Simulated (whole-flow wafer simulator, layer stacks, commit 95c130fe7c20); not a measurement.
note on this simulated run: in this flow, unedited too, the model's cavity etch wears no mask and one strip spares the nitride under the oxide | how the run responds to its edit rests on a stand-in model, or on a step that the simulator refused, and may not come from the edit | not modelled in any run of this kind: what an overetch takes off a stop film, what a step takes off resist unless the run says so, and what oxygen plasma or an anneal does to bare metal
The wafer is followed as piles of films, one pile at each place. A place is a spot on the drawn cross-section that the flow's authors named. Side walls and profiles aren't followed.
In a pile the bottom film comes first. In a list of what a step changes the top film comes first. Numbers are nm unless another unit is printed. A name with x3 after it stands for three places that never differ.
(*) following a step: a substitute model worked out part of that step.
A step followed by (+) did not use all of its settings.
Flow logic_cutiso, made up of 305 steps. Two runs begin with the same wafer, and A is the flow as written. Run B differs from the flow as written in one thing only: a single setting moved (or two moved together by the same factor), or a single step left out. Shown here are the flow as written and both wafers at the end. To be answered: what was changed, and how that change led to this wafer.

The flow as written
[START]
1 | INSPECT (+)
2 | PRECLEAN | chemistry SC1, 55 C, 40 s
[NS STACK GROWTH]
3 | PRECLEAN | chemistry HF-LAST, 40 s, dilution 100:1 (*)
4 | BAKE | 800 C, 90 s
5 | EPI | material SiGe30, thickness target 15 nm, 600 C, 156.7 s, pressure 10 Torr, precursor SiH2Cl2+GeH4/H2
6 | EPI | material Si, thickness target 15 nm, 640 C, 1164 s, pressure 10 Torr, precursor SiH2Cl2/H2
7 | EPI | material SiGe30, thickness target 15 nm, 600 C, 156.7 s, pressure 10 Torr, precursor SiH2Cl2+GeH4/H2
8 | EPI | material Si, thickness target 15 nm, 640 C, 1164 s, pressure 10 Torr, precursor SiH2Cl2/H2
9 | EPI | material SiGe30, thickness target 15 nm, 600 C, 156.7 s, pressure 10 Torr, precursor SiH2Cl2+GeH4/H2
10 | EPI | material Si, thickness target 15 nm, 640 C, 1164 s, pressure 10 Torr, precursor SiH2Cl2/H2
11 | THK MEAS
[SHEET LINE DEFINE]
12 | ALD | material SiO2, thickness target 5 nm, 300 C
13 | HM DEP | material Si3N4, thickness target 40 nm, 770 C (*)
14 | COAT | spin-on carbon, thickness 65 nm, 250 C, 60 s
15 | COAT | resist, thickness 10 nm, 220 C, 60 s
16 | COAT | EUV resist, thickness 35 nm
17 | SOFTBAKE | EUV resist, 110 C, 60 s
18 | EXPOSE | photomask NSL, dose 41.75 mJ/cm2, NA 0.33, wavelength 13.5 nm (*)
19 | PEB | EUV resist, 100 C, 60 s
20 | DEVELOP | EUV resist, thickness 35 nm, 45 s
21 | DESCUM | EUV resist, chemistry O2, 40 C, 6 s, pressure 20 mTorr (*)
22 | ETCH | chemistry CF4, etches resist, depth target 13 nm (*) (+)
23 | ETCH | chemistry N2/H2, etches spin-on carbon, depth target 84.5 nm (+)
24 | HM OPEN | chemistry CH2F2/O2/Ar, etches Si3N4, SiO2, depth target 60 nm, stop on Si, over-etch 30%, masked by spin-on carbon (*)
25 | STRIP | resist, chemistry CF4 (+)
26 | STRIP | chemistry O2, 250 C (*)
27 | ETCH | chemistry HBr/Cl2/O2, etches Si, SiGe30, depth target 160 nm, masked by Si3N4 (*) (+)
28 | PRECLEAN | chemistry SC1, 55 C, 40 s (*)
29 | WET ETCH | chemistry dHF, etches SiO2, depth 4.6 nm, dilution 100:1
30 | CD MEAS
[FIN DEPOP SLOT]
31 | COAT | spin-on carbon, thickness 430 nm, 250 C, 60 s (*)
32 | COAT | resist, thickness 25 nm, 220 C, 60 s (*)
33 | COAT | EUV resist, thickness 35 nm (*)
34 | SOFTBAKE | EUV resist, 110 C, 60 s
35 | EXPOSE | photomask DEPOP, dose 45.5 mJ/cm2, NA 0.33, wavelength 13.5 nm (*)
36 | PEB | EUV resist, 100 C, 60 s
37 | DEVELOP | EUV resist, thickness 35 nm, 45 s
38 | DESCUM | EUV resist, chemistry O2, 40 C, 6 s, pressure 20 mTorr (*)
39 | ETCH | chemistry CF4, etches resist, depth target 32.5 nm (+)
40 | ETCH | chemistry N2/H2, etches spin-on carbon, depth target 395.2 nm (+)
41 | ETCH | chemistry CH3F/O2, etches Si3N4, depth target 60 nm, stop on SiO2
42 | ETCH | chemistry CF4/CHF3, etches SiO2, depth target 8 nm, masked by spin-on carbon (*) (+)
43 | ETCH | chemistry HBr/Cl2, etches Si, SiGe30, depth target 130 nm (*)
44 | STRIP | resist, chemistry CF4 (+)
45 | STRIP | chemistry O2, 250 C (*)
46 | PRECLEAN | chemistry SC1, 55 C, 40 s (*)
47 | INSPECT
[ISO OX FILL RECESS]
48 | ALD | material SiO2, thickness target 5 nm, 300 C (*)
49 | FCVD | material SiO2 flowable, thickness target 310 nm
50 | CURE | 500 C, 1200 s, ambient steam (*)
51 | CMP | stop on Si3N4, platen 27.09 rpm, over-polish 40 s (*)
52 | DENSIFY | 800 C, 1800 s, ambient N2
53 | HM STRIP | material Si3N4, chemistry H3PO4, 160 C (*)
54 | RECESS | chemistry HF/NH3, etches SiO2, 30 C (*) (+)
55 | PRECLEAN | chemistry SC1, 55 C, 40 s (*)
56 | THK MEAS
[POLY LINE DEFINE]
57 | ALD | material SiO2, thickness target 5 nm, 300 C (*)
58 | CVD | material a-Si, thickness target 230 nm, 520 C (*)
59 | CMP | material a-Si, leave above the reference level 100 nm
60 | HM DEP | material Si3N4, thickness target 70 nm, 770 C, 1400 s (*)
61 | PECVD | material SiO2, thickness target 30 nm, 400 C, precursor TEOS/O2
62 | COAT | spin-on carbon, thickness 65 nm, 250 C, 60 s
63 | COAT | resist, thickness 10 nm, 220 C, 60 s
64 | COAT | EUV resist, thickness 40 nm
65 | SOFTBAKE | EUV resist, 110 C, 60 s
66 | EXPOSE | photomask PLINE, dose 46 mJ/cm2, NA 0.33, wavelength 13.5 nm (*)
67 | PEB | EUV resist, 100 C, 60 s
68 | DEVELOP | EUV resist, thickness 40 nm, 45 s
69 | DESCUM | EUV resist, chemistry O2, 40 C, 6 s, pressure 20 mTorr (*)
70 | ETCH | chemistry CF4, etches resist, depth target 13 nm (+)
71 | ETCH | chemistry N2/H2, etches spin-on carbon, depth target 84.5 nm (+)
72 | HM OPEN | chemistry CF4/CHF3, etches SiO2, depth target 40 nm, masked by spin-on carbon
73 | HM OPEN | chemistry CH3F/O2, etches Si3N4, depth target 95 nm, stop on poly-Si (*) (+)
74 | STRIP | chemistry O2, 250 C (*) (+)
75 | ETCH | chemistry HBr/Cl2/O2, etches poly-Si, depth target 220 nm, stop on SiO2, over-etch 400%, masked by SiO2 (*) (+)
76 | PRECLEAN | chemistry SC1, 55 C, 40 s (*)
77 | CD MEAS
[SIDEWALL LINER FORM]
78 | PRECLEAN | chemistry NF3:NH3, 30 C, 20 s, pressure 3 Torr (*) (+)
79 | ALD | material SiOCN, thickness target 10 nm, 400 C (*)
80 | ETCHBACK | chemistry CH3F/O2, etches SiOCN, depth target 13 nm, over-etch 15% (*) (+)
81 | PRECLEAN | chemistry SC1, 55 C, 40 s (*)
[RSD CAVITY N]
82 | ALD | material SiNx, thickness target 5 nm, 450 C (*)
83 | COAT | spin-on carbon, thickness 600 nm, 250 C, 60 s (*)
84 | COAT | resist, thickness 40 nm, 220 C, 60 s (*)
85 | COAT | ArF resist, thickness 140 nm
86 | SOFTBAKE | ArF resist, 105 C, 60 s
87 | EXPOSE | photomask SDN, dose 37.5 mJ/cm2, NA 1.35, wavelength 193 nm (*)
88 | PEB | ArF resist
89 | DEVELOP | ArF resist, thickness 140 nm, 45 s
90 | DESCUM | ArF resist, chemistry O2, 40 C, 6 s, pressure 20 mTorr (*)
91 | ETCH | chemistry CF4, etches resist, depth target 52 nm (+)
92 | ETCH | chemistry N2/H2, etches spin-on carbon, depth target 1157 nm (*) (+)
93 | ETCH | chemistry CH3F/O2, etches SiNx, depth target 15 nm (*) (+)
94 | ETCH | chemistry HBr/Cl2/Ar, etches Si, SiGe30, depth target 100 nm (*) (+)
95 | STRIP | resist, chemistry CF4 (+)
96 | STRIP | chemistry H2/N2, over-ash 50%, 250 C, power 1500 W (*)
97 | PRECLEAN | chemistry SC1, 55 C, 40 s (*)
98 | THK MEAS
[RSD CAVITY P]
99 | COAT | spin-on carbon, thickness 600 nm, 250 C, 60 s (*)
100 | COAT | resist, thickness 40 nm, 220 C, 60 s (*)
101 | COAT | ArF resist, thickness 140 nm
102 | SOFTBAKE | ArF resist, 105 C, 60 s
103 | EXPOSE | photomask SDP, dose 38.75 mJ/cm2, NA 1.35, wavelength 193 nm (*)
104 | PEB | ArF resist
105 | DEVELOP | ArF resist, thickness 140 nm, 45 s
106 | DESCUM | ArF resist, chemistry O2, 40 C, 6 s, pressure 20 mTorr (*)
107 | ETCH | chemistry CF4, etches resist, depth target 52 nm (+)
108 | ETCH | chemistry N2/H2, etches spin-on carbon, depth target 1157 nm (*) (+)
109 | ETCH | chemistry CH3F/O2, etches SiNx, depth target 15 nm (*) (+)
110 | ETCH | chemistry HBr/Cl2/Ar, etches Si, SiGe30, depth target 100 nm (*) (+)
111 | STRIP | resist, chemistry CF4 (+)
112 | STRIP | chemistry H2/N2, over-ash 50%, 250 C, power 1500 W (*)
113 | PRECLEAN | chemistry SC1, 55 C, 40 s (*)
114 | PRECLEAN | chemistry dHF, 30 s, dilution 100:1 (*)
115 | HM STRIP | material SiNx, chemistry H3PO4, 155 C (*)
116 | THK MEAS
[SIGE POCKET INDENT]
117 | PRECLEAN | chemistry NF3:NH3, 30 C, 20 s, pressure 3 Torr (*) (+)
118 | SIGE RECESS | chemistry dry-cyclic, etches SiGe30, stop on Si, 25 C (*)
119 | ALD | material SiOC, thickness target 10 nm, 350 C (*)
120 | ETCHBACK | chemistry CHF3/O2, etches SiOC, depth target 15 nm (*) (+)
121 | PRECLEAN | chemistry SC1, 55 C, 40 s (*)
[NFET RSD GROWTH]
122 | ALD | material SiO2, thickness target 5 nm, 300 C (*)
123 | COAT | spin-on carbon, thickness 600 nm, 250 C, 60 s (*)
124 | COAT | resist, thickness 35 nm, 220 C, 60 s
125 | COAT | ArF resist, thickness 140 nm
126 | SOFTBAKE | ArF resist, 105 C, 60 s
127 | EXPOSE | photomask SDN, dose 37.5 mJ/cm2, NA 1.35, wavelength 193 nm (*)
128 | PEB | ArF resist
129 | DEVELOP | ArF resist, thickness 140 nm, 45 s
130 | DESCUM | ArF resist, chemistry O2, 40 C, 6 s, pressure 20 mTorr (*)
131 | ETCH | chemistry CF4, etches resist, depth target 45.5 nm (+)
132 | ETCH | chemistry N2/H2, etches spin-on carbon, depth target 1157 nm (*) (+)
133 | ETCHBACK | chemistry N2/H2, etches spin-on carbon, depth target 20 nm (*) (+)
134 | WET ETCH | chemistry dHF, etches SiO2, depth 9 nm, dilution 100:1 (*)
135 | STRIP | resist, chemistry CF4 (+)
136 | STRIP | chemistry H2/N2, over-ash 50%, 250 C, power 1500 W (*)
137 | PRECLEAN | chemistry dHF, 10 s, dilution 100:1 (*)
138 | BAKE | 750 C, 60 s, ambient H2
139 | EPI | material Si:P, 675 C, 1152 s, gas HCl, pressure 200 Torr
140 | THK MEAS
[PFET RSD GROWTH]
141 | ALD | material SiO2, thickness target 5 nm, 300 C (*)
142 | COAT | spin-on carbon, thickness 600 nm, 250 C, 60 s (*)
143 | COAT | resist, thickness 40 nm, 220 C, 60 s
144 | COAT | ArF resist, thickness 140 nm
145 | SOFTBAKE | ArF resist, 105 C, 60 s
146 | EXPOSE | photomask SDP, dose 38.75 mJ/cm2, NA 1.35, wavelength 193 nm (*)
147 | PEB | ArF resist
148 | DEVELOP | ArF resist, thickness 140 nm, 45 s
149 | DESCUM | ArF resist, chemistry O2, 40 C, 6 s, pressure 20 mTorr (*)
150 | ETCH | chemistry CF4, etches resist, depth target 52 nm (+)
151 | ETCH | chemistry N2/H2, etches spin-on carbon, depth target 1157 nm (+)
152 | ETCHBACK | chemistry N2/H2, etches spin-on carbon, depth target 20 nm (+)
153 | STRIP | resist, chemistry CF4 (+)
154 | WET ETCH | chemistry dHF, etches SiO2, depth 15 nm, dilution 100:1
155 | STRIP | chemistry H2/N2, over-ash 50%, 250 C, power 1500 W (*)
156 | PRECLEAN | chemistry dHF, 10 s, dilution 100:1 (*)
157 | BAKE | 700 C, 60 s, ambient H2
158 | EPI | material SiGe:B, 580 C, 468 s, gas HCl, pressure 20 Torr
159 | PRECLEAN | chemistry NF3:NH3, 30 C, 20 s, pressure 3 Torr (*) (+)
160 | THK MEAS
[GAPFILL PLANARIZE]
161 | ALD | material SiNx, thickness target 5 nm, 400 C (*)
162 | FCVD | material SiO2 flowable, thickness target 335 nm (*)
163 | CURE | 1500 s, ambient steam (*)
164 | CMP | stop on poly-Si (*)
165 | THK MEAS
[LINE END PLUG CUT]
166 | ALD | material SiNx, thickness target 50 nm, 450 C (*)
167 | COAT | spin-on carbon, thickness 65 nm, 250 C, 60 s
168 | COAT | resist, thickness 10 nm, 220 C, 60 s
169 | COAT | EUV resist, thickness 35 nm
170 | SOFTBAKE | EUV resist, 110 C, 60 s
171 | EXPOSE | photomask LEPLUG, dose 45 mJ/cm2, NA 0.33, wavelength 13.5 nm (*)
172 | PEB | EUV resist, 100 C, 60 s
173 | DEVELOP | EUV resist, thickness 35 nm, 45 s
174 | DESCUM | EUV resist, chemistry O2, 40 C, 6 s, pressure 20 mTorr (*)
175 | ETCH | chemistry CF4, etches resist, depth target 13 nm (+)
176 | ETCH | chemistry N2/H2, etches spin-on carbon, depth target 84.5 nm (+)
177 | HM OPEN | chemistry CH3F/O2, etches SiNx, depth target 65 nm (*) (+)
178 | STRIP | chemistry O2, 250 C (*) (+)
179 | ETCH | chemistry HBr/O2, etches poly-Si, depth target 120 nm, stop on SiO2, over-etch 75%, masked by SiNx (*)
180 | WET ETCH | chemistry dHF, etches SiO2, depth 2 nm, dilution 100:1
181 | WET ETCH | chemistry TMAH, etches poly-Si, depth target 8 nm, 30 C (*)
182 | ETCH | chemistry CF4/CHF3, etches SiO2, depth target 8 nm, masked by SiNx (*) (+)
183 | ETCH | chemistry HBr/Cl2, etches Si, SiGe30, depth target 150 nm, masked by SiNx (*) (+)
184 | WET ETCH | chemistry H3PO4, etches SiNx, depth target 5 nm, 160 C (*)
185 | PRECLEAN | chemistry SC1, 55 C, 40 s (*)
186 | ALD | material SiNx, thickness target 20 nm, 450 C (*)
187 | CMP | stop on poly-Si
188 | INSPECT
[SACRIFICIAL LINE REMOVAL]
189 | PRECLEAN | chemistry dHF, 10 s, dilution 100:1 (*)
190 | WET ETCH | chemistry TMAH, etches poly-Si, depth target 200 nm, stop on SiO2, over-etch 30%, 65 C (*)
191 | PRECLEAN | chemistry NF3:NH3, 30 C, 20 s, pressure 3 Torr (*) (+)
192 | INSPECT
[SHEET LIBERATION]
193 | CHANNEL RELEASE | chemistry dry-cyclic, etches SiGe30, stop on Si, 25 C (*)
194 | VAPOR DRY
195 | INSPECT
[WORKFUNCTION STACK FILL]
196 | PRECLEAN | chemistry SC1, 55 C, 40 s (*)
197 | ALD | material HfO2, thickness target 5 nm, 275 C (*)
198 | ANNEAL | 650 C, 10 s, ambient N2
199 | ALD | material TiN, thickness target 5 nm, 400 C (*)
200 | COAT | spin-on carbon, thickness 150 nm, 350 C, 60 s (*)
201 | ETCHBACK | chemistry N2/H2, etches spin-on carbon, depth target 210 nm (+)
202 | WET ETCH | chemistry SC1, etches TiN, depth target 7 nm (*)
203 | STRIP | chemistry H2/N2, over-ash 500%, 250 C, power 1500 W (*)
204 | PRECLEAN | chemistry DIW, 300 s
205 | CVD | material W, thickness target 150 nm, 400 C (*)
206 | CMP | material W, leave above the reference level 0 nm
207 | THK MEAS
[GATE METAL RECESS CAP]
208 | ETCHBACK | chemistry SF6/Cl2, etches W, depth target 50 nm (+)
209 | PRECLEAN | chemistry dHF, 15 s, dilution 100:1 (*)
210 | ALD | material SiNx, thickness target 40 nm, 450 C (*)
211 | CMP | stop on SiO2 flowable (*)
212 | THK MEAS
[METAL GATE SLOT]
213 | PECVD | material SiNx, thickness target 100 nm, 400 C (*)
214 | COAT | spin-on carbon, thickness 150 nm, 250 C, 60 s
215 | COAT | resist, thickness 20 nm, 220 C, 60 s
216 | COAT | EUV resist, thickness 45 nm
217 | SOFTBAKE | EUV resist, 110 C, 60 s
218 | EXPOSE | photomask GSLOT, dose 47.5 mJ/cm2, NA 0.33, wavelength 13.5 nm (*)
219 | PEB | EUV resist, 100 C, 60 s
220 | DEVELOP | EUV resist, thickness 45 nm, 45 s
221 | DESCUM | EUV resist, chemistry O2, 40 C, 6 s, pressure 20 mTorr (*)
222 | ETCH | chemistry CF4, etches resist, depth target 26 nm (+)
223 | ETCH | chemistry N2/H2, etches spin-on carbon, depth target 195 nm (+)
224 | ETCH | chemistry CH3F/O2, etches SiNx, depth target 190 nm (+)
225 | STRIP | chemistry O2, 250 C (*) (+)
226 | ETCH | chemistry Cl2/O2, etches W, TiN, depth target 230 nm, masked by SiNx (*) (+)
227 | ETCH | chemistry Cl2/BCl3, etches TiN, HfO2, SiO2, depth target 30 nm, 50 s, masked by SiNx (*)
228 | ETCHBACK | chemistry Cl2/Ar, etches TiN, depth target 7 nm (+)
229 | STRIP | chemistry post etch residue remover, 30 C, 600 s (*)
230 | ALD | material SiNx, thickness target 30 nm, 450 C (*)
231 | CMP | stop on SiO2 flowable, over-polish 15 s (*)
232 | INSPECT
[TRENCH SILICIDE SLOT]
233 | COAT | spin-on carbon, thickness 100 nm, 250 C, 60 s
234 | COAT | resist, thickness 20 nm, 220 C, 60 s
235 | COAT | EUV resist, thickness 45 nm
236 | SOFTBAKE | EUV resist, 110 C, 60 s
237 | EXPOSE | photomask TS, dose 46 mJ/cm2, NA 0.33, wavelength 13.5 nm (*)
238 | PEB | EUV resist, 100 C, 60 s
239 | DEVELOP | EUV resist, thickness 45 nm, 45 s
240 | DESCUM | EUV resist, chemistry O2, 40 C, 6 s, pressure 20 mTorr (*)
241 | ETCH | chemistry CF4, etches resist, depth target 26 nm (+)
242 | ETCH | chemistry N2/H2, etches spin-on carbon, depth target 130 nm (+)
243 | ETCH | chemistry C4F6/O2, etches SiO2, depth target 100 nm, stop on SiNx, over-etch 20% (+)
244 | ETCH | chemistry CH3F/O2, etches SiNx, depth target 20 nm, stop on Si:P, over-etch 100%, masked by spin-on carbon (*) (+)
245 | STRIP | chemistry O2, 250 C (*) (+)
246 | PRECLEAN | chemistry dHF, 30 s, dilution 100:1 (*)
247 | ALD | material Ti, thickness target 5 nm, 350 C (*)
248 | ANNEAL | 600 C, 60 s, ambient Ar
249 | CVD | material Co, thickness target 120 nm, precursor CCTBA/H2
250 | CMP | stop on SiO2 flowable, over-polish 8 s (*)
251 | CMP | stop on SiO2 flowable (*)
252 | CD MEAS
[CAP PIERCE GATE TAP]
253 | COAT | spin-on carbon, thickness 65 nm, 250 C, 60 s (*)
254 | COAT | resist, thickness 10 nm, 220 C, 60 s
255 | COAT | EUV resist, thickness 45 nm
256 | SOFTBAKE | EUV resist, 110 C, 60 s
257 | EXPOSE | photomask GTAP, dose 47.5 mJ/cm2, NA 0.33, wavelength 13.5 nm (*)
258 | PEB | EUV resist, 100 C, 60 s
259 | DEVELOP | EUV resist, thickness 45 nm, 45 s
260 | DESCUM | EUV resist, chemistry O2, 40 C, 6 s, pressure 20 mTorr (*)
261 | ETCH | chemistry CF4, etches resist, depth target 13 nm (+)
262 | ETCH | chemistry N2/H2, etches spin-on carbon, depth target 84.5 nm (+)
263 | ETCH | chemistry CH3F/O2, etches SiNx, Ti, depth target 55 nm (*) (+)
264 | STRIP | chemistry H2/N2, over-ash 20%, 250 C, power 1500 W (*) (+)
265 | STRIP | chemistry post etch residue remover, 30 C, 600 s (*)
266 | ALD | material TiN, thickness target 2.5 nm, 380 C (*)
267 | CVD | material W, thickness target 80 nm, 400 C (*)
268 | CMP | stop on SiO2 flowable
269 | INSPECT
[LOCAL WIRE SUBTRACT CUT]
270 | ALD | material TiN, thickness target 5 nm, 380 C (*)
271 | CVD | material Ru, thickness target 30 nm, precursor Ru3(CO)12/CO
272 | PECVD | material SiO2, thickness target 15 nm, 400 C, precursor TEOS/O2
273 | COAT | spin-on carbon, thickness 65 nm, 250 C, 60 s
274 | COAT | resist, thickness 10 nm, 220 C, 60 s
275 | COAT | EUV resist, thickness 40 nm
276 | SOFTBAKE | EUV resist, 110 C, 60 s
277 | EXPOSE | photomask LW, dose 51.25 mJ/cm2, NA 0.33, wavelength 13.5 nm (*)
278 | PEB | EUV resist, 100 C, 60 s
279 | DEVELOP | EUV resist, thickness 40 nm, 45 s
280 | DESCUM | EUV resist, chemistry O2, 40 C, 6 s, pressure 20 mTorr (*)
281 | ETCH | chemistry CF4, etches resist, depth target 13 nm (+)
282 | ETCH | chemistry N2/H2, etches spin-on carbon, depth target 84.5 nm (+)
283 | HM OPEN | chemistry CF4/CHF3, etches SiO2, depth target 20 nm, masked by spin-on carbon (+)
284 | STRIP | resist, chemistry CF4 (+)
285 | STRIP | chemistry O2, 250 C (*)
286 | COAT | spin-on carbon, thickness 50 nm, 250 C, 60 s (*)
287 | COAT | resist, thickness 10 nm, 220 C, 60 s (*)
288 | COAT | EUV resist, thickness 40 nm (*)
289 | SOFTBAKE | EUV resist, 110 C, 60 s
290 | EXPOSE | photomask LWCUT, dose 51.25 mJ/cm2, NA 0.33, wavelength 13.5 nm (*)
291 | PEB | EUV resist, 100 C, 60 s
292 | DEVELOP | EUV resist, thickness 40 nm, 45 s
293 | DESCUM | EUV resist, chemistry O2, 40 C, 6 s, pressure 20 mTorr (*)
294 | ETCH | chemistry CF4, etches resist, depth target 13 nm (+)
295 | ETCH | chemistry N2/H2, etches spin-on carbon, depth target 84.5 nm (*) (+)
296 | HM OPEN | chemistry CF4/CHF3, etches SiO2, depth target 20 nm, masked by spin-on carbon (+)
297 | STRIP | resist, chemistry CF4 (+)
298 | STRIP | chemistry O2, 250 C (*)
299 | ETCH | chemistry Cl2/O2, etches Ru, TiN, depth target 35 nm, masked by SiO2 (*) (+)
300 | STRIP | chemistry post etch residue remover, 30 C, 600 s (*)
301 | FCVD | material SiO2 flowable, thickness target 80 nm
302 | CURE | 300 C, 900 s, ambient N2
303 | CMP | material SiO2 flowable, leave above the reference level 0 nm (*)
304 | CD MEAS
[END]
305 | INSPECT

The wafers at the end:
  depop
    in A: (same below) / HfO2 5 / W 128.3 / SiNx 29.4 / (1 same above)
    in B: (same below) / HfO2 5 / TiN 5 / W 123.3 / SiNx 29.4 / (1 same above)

The reason: step 201, ETCHBACK: depth target 115.5 nm was run, while the flow as written has depth target 210 nm.

How this came from the change, step by step:
  201 | ETCHBACK | chemistry N2/H2, etches spin-on carbon, depth target 210 nm (+)
      lnr, lnrp: A -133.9 spin-on carbon (all of it) | B -115.5 spin-on carbon
      rsdn, rsdw: A -145.8 spin-on carbon (all of it) | B -115.5 spin-on carbon
      (also at 17 further places)
  202 | WET ETCH | chemistry SC1, etches TiN, depth target 7 nm (*)
      depop, dpovl, iso and 11 more: A -5 TiN (all of it) | B -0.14 spin-on carbon
  203 | STRIP | chemistry H2/N2, over-ash 500%, 250 C, power 1500 W (*)
      depop, dpovl: A nothing | B -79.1 spin-on carbon (all of it)
      lnr, lnrp: A nothing | B -18.3 spin-on carbon (all of it)
      (also at 17 further places)
  206 | CMP | material W, leave above the reference level 0 nm
      lnr, lnri, lnrp, lnrt: A -150 W (all of it), -5 HfO2 (all of it), -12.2 SiOCN | B -150 W (all of it), -5 TiN (all of it), -5 HfO2 (all of it), -12.2 SiOCN
      rsdn, rsdp, rsdw, rsdx: A -162.2 W (all of it), -5 HfO2 (all of it) | B -162.2 W (all of it), -5 TiN (all of it), -5 HfO2 (all of it)
      (also at 14 further places)
